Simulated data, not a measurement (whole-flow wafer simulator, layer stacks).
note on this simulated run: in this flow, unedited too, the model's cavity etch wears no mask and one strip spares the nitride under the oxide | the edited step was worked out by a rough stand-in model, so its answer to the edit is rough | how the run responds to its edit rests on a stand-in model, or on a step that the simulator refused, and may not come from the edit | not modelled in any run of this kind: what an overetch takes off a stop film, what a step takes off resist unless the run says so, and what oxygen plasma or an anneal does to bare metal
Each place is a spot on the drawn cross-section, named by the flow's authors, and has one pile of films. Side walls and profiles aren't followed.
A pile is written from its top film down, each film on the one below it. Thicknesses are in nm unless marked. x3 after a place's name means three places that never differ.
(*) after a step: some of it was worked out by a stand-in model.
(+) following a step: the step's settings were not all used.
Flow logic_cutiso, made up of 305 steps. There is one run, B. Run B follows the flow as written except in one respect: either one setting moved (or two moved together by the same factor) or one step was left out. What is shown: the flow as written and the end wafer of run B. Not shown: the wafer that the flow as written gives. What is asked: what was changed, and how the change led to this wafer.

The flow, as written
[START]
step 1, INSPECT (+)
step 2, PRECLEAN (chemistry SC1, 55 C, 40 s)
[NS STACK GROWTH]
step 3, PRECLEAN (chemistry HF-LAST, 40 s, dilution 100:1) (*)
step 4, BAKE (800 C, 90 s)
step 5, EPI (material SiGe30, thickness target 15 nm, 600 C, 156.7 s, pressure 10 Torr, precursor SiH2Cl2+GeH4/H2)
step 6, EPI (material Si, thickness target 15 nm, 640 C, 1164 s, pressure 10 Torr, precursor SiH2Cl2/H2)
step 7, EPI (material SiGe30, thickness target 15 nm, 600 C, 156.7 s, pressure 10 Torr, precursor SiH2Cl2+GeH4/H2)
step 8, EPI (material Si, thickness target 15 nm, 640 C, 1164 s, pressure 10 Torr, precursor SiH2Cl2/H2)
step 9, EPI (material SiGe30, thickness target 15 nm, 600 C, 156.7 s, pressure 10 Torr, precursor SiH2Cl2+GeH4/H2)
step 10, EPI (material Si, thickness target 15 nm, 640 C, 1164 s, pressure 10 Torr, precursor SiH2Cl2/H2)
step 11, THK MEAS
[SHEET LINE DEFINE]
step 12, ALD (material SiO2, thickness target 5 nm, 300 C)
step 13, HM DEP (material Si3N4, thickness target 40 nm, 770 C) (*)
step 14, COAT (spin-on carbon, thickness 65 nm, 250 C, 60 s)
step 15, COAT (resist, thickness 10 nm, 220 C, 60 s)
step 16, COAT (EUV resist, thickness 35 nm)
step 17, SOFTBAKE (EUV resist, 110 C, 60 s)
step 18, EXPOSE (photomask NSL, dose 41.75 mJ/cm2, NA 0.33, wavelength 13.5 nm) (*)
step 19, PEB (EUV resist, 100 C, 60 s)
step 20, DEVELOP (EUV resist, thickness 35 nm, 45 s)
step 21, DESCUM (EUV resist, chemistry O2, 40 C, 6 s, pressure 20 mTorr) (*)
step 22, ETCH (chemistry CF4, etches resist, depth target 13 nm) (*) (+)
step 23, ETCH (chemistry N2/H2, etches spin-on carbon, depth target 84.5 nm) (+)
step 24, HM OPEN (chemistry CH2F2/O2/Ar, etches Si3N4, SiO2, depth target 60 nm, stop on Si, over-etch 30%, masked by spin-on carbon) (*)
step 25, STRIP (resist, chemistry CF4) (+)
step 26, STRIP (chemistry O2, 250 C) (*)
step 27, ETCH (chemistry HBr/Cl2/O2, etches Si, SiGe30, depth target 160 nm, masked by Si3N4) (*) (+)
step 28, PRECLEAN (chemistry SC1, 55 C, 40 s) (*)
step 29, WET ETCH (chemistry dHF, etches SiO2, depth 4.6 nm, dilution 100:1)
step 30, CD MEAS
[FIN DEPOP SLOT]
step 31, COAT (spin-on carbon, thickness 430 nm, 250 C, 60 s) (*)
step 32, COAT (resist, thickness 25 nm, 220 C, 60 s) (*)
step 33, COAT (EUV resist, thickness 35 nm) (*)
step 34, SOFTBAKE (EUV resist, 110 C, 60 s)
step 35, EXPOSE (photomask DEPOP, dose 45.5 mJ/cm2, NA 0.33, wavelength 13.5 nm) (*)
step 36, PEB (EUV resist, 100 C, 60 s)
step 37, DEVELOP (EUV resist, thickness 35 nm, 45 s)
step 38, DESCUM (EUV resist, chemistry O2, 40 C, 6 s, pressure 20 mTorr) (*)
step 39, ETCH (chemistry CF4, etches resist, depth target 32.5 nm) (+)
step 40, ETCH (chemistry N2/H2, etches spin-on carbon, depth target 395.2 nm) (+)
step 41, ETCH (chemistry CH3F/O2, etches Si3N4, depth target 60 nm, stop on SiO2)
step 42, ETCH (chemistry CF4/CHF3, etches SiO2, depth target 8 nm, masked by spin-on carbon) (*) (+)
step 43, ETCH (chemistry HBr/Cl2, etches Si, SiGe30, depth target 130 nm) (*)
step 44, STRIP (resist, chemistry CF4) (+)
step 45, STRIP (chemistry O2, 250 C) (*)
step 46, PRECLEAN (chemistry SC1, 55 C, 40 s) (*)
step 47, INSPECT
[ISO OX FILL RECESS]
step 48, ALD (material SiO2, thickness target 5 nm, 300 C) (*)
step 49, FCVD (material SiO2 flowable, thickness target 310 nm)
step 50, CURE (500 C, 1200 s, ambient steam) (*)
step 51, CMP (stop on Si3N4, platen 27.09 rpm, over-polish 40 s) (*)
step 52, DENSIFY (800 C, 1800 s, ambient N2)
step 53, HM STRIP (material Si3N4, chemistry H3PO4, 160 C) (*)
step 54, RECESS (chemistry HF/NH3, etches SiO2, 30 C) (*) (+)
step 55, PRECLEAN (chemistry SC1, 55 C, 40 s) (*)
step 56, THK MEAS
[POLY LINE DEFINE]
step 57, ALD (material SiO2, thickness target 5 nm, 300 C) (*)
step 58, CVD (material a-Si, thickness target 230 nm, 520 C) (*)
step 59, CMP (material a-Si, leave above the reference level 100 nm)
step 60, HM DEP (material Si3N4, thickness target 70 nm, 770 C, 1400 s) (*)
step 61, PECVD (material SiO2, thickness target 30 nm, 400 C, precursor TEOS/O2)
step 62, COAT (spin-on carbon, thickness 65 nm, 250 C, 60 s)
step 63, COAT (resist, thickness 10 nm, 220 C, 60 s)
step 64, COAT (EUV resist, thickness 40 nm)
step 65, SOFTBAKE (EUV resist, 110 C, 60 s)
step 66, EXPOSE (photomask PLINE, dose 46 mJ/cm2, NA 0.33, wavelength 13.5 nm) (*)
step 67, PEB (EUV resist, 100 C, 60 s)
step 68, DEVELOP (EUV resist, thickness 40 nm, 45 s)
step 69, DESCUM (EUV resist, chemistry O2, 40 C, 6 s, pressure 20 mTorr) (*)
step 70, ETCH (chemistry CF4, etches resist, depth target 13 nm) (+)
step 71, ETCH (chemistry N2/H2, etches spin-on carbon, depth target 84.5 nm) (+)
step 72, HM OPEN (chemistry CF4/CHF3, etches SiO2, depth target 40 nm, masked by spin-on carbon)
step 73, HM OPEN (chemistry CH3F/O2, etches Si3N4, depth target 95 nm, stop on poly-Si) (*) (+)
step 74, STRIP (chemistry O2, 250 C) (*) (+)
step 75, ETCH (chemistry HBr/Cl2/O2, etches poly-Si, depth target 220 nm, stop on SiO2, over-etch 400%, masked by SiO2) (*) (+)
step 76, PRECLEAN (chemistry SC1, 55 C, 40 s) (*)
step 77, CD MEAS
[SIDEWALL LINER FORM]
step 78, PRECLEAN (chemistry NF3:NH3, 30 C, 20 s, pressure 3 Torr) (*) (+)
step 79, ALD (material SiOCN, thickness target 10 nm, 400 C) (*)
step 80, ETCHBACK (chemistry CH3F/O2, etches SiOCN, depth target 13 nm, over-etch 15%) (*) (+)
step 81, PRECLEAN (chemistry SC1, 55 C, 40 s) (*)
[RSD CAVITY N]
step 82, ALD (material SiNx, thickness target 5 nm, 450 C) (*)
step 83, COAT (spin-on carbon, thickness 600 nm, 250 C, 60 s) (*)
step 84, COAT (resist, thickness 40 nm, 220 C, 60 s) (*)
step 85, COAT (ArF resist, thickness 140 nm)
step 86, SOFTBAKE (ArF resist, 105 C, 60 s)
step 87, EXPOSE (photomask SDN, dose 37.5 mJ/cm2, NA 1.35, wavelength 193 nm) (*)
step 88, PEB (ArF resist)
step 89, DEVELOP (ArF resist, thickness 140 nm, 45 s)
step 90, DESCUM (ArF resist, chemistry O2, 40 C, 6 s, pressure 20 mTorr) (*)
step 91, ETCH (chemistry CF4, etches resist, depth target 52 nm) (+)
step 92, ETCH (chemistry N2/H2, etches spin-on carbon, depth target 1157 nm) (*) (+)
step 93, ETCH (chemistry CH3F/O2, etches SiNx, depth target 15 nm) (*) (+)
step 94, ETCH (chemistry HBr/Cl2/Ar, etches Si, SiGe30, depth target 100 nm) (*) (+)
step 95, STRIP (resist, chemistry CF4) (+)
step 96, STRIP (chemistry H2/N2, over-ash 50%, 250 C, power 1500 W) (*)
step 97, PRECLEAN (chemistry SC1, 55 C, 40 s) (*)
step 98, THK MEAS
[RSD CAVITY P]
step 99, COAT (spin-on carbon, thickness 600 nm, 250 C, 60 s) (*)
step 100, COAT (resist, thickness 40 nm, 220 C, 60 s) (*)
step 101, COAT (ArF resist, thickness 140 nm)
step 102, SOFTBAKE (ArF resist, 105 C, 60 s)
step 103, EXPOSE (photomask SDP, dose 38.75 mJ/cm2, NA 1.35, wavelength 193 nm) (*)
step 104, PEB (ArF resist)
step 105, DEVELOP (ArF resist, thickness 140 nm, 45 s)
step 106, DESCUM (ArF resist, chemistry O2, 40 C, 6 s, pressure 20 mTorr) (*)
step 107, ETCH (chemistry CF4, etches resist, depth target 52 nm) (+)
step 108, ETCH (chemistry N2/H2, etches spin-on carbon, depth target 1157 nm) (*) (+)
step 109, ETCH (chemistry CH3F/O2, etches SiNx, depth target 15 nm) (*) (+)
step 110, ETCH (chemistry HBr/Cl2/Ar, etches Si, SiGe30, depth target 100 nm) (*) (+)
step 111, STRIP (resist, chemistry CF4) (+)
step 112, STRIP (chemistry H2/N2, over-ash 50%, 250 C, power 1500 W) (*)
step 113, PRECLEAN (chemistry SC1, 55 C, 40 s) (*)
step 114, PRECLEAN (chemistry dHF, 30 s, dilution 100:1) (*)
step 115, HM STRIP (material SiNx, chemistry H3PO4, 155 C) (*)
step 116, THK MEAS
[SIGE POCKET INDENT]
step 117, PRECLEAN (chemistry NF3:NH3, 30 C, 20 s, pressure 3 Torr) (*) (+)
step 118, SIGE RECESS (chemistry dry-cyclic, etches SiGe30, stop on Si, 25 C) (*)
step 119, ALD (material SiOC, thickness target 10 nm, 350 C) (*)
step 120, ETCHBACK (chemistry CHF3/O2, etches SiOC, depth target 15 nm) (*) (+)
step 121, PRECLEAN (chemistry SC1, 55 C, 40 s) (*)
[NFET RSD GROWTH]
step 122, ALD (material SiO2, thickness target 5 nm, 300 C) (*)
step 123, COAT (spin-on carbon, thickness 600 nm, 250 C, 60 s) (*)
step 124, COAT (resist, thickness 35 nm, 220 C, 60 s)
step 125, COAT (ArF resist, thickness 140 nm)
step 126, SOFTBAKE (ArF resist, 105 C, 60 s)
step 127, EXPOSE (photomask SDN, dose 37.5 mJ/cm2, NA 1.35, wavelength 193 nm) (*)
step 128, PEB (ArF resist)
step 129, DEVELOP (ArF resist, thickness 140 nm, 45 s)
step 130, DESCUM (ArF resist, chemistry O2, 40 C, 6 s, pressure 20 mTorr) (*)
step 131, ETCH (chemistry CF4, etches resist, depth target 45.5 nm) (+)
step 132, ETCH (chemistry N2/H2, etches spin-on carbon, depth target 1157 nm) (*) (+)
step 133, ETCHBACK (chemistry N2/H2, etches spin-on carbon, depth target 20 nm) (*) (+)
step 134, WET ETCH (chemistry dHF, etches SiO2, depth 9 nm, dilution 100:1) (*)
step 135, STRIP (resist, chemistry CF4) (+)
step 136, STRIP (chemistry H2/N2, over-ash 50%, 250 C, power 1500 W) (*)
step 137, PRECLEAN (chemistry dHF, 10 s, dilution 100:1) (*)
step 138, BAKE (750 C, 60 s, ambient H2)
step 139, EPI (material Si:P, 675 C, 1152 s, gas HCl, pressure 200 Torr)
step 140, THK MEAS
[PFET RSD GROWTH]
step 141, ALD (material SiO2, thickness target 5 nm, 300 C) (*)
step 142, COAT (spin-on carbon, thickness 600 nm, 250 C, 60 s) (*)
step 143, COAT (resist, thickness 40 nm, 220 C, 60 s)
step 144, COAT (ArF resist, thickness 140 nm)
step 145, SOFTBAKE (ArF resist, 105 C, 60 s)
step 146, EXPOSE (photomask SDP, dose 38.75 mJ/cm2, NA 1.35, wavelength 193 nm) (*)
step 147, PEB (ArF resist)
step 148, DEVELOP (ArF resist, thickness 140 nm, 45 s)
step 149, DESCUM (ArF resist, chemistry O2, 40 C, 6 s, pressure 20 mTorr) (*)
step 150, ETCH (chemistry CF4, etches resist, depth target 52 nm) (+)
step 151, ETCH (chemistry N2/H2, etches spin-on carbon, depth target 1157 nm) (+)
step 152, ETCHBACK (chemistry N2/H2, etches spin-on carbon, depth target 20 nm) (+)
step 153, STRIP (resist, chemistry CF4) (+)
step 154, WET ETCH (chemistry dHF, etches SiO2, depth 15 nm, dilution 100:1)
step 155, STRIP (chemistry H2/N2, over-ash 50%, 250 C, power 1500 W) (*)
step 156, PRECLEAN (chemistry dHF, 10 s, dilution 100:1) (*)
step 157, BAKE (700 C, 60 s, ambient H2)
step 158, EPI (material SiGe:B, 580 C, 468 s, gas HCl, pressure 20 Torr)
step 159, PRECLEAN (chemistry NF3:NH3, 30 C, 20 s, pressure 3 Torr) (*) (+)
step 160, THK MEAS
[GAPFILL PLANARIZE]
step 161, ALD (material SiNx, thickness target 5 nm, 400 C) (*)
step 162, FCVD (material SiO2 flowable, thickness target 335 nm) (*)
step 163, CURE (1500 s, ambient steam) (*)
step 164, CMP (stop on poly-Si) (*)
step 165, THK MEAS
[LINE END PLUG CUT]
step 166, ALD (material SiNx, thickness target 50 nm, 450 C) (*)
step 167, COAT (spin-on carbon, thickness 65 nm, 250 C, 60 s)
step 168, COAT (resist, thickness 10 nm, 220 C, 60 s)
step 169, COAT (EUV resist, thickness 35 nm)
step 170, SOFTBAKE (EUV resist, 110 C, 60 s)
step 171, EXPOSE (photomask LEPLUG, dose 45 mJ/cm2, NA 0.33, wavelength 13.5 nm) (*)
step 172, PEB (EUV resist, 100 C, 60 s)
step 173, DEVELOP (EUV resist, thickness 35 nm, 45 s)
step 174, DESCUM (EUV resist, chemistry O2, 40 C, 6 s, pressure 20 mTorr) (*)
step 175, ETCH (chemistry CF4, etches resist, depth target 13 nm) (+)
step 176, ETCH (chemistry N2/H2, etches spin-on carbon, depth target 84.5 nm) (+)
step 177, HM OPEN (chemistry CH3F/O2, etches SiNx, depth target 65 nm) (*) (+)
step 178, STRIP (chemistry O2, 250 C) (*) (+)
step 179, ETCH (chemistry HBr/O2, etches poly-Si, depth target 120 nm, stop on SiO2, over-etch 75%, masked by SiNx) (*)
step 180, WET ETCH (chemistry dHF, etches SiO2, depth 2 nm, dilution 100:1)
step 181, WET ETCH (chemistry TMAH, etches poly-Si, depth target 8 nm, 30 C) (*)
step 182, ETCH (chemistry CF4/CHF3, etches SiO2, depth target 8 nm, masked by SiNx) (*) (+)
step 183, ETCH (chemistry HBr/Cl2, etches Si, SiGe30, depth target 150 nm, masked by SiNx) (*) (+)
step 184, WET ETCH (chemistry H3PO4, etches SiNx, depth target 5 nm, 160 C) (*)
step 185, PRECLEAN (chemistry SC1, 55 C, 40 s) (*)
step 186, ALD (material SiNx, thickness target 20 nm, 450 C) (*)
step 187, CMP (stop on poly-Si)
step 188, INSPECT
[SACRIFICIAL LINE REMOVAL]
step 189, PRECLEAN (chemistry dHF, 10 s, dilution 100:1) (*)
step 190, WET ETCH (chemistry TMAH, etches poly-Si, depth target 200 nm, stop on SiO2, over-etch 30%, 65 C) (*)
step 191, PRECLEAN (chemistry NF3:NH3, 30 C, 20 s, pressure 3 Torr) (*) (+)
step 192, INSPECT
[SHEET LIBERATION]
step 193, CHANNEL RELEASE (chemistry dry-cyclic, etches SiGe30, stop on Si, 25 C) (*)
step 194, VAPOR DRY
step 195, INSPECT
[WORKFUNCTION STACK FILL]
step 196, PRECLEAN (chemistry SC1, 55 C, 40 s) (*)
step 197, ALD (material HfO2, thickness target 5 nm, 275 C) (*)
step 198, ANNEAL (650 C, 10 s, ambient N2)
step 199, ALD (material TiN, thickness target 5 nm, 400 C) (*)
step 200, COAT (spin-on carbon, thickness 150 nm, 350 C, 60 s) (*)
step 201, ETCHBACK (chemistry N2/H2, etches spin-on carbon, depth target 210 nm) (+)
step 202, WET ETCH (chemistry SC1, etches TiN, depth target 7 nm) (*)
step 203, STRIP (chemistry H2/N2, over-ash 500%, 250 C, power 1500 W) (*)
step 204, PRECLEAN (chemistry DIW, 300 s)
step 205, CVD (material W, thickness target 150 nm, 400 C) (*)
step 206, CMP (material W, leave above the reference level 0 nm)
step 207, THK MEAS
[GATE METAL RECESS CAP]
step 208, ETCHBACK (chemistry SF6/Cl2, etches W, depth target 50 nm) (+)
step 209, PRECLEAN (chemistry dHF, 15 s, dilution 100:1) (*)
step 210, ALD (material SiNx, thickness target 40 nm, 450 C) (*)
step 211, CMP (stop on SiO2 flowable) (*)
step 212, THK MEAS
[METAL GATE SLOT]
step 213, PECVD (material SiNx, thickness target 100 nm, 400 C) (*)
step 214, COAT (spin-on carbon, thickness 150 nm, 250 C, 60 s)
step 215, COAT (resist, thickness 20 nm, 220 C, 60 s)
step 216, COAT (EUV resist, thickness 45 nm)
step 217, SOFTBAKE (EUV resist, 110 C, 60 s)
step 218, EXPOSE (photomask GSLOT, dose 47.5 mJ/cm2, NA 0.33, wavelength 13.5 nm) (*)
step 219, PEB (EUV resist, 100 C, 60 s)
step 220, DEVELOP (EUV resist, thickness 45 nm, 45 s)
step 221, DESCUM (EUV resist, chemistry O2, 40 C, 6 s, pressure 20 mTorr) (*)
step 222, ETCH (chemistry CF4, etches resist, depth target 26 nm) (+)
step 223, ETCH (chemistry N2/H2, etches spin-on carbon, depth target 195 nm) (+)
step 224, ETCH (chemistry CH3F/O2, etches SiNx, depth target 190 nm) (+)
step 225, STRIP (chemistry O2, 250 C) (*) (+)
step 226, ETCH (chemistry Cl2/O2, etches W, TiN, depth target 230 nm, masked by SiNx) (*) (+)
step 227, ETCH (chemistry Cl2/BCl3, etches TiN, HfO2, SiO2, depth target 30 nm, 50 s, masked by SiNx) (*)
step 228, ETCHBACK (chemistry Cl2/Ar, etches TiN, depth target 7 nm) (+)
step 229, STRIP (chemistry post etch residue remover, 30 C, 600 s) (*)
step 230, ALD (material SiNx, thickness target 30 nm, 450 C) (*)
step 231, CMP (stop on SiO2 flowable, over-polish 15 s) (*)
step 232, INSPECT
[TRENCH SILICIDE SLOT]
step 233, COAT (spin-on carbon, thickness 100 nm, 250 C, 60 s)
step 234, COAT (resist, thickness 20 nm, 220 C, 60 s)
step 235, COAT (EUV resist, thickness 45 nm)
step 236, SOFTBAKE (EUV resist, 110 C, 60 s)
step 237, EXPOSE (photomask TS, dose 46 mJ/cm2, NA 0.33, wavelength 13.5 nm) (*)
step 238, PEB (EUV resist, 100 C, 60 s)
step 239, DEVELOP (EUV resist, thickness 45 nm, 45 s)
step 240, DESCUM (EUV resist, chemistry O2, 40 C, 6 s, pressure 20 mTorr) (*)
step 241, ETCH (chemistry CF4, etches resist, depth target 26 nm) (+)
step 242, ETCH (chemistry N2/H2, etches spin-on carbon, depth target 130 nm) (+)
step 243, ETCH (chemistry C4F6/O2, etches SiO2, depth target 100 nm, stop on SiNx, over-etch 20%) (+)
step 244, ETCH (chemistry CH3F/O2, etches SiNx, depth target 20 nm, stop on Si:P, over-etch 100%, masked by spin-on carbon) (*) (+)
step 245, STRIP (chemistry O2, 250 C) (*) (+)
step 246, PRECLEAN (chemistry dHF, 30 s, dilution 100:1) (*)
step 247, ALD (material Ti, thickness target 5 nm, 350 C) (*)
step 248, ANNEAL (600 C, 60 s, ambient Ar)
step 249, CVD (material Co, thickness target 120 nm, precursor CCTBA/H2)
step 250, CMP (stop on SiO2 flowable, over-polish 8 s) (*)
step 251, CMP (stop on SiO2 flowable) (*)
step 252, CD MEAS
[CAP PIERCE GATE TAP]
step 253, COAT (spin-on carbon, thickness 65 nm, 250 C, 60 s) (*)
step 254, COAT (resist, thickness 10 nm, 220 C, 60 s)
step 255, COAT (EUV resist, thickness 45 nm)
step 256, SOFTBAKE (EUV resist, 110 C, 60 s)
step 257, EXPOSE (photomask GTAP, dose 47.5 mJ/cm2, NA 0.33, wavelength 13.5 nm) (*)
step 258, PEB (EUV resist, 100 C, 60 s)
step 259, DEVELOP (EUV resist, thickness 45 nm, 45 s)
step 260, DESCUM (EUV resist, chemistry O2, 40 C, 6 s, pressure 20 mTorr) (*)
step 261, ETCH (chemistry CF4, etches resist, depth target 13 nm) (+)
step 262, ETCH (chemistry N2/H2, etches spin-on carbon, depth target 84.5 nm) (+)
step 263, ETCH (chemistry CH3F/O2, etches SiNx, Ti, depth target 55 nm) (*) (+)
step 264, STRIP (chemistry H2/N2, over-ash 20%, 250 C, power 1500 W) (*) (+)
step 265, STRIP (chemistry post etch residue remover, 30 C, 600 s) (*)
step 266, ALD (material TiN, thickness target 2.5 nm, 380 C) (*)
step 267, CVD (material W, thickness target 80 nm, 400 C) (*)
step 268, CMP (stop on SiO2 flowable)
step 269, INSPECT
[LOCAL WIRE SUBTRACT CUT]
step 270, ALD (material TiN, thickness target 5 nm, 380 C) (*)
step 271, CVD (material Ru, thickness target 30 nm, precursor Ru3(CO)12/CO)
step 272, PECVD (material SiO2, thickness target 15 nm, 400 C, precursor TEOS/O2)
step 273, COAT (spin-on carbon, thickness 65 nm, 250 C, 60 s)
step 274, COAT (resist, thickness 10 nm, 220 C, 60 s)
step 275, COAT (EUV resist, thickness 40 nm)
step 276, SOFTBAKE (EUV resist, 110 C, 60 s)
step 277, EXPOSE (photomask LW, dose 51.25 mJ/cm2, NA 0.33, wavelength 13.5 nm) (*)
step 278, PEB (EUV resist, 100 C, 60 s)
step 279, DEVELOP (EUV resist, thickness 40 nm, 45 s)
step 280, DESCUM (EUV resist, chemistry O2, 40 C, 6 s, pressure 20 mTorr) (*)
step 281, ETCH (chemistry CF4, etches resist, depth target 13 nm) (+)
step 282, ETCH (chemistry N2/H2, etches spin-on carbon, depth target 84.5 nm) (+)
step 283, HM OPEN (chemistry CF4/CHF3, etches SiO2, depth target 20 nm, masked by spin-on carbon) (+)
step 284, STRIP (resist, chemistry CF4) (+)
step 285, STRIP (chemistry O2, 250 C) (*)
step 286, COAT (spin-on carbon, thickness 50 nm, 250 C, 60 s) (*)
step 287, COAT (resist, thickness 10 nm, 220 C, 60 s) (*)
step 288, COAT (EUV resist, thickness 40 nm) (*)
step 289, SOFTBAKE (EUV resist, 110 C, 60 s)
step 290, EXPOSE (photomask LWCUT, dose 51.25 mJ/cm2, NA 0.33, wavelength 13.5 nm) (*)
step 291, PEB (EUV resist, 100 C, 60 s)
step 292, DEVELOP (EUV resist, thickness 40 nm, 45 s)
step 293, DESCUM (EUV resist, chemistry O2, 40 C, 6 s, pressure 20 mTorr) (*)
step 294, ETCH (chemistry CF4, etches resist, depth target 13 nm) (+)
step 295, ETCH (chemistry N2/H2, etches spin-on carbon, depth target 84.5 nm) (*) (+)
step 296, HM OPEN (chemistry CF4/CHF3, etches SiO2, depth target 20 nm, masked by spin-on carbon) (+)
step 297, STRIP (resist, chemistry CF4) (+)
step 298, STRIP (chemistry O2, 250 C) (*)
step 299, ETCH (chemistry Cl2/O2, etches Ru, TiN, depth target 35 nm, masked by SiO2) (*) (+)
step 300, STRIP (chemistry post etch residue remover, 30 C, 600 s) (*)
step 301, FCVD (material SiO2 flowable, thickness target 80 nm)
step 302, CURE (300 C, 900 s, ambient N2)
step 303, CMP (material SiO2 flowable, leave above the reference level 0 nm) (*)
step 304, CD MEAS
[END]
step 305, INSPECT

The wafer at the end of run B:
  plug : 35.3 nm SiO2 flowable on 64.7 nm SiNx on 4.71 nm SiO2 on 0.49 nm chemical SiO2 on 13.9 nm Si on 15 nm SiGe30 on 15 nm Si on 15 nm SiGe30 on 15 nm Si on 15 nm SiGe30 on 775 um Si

The reason: step 179, ETCH: depth target 48 nm was run, whereas the flow has depth target 120 nm.

How this came from the change, step by step:
  step 179, ETCH (chemistry HBr/O2, etches poly-Si, depth target 120 nm, stop on SiO2, over-etch 75%, masked by SiNx) (*)
      plug: -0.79 chemical SiO2 (all of it), -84 poly-Si (it would be, as written: -0.79 chemical SiO2 (all of it), -98.5 poly-Si (all of it), -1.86 SiO2)
      depop, dpovl, gfld and 18 more: -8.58 SiNx (it would be, as written: -12.1 SiNx)
  step 180, WET ETCH (chemistry dHF, etches SiO2, depth 2 nm, dilution 100:1)
      plug: nothing (it would be, as written: -2 SiO2)
  step 181, WET ETCH (chemistry TMAH, etches poly-Si, depth target 8 nm, 30 C) (*)
      plug: -8 poly-Si (it would be, as written: nothing)
  step 182, ETCH (chemistry CF4/CHF3, etches SiO2, depth target 8 nm, masked by SiNx) (*) (+)
      depop, dpovl, gfld and 18 more: nothing (it would be, as written: -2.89 SiNx)
      plug: nothing (it would be, as written: -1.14 SiO2 (all of it), -0.49 chemical SiO2 (all of it), -0.33 Si)
  step 183, ETCH (chemistry HBr/Cl2, etches Si, SiGe30, depth target 150 nm, masked by SiNx) (*) (+)
      plug: -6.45 poly-Si (all of it), -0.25 SiO2 (it would be, as written: -13.6 Si (all of it), -15 SiGe30 (all of it), -15 Si (all of it), -15 SiGe30 (all of it), -15 Si (all of it), -15 SiGe30 (all of it), -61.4 Si)
      depop, dpovl, gfld and 18 more: -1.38 SiNx (it would be, as written: -21.4 SiNx)
  step 186, ALD (material SiNx, thickness target 20 nm, 450 C) (*)
      plug: +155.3 SiNx (new film) (it would be, as written: +284.2 SiNx (new film))
  step 187, CMP (stop on poly-Si)
      depop, dpovl, gfld and 18 more: -55 SiNx (all of it) (it would be, as written: -28.6 SiNx (all of it))
      plug: -55 SiNx (it would be, as written: -28.6 SiNx)
